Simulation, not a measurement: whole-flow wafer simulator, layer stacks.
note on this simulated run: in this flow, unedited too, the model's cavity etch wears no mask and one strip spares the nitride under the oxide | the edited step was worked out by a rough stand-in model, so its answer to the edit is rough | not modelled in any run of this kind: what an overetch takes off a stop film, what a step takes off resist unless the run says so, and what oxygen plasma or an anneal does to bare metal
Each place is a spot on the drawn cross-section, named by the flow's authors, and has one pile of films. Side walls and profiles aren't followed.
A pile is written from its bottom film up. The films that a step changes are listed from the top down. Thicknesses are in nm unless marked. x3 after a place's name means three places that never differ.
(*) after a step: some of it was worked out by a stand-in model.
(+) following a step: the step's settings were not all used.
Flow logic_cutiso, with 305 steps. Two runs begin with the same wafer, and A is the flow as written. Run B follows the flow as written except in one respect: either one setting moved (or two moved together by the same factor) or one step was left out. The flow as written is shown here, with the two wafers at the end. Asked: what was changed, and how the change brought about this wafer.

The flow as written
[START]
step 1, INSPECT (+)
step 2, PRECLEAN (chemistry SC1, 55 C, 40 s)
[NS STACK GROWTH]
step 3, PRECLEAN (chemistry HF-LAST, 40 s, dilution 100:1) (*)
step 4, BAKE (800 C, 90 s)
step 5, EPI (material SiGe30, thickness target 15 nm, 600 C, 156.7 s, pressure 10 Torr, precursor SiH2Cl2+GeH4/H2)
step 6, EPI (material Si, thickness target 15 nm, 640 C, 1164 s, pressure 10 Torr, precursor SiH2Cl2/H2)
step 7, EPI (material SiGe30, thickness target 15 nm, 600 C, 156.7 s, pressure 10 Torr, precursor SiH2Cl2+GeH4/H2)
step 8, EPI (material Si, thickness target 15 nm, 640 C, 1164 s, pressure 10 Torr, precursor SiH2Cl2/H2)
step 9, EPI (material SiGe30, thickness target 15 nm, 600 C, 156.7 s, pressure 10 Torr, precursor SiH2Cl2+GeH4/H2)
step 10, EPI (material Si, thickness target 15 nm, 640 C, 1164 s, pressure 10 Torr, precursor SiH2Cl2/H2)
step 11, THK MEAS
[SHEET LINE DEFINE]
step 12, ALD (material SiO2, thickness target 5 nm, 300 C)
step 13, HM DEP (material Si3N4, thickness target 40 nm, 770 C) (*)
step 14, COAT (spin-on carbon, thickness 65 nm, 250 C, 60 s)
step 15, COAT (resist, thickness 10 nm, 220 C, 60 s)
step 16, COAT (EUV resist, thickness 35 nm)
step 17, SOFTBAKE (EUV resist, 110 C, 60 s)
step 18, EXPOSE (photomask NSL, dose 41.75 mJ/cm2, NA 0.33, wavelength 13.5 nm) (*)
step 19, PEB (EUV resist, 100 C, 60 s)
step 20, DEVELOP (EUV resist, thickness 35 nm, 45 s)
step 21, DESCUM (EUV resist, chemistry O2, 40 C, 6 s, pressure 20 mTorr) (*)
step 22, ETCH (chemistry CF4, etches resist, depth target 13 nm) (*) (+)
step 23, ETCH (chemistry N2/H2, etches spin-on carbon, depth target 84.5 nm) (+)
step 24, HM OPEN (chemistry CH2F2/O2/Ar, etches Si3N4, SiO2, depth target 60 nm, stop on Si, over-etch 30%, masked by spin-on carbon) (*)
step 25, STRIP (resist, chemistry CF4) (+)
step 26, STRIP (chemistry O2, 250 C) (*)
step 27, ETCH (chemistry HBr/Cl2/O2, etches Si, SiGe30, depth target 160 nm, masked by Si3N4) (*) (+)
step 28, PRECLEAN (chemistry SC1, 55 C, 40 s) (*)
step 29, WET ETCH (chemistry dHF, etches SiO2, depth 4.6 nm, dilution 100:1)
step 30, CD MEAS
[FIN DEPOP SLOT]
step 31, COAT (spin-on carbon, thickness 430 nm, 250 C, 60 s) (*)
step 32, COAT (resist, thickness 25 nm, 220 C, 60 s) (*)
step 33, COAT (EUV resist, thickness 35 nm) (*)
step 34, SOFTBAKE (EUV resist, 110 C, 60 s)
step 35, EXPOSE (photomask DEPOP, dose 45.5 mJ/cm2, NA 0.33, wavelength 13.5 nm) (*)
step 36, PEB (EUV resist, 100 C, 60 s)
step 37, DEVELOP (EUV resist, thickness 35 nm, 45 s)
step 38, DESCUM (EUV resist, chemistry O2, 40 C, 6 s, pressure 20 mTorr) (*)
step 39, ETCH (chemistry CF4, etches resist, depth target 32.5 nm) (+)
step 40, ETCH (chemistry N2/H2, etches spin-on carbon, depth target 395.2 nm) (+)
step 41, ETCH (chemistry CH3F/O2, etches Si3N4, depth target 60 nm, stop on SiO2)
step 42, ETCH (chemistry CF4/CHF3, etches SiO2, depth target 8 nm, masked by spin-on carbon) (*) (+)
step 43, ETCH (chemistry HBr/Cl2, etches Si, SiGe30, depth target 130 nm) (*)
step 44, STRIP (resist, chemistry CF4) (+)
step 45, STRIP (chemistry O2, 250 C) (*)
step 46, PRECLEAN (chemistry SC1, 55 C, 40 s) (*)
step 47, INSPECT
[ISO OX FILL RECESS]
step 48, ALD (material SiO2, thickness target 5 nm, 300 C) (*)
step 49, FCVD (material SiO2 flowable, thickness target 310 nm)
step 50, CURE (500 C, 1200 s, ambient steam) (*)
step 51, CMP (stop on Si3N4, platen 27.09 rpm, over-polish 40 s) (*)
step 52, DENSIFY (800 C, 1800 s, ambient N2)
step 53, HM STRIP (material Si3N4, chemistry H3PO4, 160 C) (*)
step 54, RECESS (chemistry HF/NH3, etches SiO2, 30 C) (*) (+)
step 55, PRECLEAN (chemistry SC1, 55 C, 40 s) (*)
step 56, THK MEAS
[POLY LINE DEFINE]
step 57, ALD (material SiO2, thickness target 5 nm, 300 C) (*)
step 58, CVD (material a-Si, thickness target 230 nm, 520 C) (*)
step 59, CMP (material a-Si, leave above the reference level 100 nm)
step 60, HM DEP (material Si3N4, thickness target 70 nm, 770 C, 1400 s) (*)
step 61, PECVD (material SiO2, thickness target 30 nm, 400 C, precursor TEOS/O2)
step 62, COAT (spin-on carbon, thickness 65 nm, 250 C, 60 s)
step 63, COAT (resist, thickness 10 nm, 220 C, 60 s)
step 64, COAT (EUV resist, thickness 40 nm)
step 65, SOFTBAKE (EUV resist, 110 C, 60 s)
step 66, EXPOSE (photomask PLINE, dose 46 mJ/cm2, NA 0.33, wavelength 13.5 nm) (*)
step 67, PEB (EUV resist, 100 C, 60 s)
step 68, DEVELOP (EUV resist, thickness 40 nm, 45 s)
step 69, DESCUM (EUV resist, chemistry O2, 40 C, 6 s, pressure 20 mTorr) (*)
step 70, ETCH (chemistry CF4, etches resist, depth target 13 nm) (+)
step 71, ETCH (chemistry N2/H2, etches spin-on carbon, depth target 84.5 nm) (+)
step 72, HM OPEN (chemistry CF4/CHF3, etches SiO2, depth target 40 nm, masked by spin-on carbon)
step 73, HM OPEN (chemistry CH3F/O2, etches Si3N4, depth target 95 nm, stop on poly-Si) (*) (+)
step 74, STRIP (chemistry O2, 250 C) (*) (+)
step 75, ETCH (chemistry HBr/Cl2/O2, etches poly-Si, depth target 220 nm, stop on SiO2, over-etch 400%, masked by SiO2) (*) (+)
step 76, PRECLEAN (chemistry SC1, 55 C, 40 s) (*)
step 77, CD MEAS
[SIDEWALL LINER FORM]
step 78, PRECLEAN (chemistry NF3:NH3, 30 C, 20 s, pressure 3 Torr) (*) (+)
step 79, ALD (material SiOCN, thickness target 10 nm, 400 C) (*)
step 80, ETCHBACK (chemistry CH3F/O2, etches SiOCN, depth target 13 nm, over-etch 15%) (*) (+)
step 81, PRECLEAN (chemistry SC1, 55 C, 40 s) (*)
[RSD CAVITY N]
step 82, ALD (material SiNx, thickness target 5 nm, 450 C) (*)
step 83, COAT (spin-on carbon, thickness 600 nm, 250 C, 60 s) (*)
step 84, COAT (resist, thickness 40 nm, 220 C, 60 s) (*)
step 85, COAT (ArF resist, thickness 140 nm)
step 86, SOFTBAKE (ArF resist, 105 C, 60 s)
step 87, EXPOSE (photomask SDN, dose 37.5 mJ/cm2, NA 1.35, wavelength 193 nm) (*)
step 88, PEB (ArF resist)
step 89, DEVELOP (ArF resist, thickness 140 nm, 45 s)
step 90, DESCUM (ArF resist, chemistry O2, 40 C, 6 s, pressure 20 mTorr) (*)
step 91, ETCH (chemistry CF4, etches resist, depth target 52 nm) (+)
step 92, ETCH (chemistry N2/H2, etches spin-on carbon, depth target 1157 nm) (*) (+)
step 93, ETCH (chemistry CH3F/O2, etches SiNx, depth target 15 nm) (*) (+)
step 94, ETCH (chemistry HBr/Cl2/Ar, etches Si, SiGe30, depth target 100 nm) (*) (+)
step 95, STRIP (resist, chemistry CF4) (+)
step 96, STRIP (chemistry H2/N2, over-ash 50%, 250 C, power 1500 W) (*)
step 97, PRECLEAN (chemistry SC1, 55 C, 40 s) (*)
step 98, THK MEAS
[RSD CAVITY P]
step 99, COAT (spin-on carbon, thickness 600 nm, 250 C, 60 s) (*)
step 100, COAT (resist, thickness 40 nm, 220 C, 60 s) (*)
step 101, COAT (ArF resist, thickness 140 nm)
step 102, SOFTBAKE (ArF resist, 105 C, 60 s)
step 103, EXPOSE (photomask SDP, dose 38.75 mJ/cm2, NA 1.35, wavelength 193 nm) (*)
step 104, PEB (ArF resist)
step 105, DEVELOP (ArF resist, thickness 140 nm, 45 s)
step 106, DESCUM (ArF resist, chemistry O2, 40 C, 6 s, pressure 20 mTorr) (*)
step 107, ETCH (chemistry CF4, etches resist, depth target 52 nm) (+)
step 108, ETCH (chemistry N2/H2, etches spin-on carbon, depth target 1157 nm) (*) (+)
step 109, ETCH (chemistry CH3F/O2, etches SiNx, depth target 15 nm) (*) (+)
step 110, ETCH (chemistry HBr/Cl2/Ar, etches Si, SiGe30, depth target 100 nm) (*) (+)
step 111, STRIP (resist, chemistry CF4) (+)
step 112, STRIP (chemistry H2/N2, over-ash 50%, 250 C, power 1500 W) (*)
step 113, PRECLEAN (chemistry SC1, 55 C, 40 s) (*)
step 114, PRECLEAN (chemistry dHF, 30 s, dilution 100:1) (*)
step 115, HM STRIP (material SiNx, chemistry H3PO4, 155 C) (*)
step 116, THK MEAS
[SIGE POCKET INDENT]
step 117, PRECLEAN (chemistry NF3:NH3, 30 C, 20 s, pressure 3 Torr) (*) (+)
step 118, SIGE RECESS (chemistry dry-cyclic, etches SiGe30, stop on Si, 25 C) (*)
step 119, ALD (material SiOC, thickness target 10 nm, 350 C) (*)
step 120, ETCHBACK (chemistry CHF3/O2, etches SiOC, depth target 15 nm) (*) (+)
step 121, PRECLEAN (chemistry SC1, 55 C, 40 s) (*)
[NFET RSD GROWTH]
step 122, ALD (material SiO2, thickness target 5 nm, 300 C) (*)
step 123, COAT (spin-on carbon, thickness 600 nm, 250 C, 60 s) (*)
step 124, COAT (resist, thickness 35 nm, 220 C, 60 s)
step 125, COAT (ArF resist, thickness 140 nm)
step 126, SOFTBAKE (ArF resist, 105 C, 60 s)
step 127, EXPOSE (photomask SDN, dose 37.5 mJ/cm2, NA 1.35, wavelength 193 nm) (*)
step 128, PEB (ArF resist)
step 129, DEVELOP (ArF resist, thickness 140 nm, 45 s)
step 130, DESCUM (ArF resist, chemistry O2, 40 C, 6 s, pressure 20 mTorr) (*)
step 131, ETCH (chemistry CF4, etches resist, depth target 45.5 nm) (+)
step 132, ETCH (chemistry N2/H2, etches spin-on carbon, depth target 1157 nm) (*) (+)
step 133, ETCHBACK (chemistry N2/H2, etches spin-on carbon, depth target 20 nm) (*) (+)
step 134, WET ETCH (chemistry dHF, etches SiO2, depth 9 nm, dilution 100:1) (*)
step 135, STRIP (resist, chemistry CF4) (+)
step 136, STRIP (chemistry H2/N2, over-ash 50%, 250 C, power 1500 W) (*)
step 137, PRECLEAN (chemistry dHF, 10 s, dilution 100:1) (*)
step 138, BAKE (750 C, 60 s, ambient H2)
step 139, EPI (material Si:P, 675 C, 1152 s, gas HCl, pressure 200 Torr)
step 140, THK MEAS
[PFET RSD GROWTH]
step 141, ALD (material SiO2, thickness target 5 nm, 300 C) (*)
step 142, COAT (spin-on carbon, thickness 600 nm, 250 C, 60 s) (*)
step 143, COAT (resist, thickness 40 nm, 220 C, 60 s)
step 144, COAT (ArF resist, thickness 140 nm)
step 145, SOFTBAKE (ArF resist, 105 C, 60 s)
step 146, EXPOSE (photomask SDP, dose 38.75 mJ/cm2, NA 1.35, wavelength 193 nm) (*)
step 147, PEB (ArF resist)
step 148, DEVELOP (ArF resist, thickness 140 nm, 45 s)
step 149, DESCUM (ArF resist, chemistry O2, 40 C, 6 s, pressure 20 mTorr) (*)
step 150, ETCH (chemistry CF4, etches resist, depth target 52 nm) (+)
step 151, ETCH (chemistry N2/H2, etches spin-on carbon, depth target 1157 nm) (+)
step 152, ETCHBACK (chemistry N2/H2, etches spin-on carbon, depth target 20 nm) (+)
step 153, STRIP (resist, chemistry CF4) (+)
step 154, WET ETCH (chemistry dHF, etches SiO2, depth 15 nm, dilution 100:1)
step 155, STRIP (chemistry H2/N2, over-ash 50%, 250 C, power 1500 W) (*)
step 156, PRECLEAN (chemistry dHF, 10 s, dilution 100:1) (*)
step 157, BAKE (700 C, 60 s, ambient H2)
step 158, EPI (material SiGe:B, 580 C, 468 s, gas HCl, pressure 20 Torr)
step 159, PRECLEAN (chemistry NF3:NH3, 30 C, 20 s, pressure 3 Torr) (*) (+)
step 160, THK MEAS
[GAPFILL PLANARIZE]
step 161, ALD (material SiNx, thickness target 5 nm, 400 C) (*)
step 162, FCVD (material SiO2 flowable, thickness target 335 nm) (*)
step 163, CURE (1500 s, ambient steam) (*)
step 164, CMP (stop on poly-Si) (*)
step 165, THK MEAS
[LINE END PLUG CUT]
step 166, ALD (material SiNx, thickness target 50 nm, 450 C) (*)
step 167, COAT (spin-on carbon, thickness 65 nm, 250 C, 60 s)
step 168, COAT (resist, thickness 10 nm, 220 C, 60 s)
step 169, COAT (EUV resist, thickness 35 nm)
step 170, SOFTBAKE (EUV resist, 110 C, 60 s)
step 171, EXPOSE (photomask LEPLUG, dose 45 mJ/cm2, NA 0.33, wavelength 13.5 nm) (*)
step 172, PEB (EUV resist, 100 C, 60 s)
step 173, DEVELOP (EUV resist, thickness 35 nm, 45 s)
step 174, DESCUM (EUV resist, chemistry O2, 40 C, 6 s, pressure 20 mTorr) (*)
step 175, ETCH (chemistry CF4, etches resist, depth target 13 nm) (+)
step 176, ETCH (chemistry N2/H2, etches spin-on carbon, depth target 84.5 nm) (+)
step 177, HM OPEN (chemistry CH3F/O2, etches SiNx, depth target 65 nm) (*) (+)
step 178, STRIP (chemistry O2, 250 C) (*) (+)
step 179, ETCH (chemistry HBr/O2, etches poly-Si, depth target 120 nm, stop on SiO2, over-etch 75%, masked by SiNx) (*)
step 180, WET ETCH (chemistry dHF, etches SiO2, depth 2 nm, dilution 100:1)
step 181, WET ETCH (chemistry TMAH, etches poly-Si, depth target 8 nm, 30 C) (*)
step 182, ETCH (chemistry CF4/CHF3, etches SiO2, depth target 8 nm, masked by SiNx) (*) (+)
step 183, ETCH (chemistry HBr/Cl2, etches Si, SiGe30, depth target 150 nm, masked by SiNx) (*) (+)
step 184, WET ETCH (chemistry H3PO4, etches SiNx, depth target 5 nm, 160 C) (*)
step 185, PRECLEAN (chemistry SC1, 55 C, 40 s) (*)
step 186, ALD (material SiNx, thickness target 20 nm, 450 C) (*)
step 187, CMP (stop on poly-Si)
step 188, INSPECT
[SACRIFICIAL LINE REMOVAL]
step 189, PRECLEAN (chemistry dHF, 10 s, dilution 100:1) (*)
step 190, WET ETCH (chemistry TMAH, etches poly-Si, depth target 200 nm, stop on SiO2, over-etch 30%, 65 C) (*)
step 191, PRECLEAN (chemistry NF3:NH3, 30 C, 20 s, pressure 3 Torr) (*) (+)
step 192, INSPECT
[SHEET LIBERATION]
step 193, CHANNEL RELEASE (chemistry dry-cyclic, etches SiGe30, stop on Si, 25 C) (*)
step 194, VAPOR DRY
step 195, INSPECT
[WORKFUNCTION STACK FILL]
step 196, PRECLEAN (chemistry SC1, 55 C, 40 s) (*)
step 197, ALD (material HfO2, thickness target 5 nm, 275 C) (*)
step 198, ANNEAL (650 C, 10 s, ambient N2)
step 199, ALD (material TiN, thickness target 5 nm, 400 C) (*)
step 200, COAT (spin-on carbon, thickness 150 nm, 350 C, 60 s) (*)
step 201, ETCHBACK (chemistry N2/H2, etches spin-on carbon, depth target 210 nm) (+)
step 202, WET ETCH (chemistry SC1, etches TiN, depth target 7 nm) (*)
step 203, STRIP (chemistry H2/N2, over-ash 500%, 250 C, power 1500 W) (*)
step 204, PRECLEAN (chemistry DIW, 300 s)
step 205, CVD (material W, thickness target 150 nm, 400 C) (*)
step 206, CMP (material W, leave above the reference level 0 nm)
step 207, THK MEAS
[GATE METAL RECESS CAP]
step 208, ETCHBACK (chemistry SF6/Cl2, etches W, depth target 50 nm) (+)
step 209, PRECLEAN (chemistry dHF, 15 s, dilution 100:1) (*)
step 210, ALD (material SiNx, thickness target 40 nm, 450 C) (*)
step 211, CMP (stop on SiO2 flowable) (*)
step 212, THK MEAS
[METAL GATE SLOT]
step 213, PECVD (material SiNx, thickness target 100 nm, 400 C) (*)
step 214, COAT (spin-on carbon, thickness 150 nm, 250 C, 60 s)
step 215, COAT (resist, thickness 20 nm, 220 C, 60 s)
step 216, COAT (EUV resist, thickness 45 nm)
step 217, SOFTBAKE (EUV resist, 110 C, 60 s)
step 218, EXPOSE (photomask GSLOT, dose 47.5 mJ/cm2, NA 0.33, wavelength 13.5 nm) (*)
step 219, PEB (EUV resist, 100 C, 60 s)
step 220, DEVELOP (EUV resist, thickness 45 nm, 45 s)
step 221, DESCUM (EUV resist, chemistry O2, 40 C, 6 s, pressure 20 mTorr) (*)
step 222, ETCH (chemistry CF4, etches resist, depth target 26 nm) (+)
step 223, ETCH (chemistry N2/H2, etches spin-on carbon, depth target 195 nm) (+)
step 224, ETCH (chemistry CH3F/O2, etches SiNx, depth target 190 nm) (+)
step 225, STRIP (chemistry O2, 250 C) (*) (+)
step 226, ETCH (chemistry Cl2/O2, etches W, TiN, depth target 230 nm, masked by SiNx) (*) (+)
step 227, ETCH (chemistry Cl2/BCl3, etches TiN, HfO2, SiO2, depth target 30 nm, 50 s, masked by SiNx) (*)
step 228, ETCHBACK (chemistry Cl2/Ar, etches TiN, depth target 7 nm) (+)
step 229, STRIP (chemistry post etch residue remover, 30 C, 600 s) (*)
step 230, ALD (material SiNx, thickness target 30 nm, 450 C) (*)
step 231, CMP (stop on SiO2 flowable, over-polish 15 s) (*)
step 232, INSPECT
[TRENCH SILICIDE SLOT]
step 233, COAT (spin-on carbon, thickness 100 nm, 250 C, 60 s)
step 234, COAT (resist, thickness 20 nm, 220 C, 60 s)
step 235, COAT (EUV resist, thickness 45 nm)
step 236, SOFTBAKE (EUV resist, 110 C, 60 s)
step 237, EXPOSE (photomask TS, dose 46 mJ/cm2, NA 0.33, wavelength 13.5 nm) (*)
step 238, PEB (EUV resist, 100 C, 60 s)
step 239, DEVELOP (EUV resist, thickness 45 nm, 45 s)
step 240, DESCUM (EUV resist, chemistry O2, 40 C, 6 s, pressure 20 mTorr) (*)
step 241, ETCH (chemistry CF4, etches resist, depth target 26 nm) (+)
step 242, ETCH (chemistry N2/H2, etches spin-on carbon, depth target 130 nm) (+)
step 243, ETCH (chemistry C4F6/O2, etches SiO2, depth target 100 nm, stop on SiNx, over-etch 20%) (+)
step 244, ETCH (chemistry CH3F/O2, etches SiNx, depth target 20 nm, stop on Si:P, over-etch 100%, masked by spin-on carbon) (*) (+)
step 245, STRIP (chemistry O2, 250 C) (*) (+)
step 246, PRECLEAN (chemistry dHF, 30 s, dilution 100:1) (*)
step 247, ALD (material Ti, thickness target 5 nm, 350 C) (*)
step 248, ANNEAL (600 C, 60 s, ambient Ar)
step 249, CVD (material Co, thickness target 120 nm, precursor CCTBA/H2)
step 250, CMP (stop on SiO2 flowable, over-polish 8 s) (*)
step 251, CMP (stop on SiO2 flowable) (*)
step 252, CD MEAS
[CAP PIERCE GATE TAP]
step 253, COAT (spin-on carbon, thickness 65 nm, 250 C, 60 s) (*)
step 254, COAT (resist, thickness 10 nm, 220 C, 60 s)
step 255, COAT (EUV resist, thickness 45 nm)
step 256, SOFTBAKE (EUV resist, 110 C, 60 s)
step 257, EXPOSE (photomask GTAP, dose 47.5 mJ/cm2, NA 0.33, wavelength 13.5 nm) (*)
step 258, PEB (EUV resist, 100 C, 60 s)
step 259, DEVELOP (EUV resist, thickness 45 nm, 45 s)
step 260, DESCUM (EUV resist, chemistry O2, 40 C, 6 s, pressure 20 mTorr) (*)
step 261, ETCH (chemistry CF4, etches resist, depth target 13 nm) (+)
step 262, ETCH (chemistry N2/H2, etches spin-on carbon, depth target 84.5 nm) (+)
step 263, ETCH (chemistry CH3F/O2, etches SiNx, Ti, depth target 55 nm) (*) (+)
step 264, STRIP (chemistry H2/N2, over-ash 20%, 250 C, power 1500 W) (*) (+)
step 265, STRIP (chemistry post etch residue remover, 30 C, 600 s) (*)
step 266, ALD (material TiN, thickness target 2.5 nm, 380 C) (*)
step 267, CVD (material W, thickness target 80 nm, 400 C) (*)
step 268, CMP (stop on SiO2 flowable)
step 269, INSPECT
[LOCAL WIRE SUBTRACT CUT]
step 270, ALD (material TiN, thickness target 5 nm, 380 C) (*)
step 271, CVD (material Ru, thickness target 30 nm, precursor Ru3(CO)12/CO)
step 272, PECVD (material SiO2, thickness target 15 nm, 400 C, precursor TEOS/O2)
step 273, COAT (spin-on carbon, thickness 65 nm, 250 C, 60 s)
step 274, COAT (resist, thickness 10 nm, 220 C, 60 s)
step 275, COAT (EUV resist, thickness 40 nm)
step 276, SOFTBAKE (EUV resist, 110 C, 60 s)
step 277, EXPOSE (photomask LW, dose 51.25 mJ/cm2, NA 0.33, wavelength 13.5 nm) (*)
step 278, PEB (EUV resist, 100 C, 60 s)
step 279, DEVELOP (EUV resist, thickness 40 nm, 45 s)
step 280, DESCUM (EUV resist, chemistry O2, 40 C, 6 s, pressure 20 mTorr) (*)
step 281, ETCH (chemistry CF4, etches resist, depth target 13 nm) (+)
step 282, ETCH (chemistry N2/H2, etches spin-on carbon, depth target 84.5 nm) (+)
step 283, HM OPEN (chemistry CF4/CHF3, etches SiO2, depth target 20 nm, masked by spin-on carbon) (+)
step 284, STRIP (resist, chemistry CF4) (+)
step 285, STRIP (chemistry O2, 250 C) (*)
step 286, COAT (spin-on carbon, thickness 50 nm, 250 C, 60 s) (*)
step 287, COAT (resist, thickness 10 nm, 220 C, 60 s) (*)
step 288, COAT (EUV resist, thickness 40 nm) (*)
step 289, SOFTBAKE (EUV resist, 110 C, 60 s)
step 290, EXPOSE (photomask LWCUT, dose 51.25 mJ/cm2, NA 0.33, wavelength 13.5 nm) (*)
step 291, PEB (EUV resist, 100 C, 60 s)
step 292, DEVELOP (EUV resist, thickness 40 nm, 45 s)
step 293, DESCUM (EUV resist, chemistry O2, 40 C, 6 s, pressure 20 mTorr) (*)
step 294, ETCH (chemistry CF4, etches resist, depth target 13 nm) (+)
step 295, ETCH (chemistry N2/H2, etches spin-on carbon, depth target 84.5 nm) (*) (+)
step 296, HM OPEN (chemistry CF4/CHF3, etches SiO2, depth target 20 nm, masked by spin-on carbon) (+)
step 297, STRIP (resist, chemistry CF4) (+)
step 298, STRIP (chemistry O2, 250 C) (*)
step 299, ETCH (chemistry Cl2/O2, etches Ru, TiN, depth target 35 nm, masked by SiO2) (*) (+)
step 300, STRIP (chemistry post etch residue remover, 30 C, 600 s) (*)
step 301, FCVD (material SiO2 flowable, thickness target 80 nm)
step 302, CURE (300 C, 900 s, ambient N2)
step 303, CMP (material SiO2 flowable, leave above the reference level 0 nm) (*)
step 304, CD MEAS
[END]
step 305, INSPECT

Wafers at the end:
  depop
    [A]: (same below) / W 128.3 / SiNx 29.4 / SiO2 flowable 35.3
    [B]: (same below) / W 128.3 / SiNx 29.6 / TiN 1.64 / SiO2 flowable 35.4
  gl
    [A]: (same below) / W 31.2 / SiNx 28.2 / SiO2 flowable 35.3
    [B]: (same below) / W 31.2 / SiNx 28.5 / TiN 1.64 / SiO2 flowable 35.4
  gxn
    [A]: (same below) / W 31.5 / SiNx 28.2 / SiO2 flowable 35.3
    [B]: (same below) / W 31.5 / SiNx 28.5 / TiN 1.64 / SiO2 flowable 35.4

What caused this: step 270, ALD: thickness target 7 nm was run, whereas the flow has thickness target 5 nm.

How this came from the change, step by step:
  step 270, ALD (material TiN, thickness target 5 nm, 380 C) (*)
      depop, dpovl, gfld and 19 more: A TiN gains 5 (new film) | B TiN gains 7 (new film)
  step 299, ETCH (chemistry Cl2/O2, etches Ru, TiN, depth target 35 nm, masked by SiO2) (*) (+)
      depop, dpovl, gfld and 14 more: A Ru loses 29.6 (all of it), TiN loses 5 (all of it) | B Ru loses 29.6 (all of it), TiN loses 5.36
      rsdw: A Ru loses 29.6 (all of it), TiN loses 5 (all of it) | B Ru loses 29.6 (all of it), TiN loses 5.35
  step 301, FCVD (material SiO2 flowable, thickness target 80 nm)
      iso, rsdx: A SiO2 flowable gains 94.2 | B SiO2 flowable gains 94.3 (new film)
If metal films that touch count as one body, depop has 2 bodies (between them, from the top down: SiNx 29.6); the flow as written gives 1 body.
If metal films that touch count as one body, gl has 5 bodies (between them, from the top down: SiNx 28.5; HfO2 5 / chemical SiO2 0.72 / Si 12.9 / chemical SiO2 0.8 / HfO2 5; HfO2 5 / chemical SiO2 0.8 / Si 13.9 / chemical SiO2 0.8 / HfO2 5; HfO2 5 / chemical SiO2 0.8 / Si 13.9 / chemical SiO2 0.8 / HfO2 5); the flow as written gives 4 bodies (between them, from the top down: HfO2 5 / chemical SiO2 0.72 / Si 12.9 / chemical SiO2 0.8 / HfO2 5; HfO2 5 / chemical SiO2 0.8 / Si 13.9 / chemical SiO2 0.8 / HfO2 5; HfO2 5 / chemical SiO2 0.8 / Si 13.9 / chemical SiO2 0.8 / HfO2 5).
If metal films that touch count as one body, gxn has 5 bodies (between them, from the top down: SiNx 28.5; HfO2 5 / chemical SiO2 0.72 / Si 12.9 / chemical SiO2 0.8 / HfO2 5; HfO2 5 / chemical SiO2 0.8 / Si 13.9 / chemical SiO2 0.8 / HfO2 5; HfO2 5 / chemical SiO2 0.8 / Si 13.9 / chemical SiO2 0.8 / HfO2 5); the flow as written gives 4 bodies (between them, from the top down: HfO2 5 / chemical SiO2 0.72 / Si 12.9 / chemical SiO2 0.8 / HfO2 5; HfO2 5 / chemical SiO2 0.8 / Si 13.9 / chemical SiO2 0.8 / HfO2 5; HfO2 5 / chemical SiO2 0.8 / Si 13.9 / chemical SiO2 0.8 / HfO2 5).
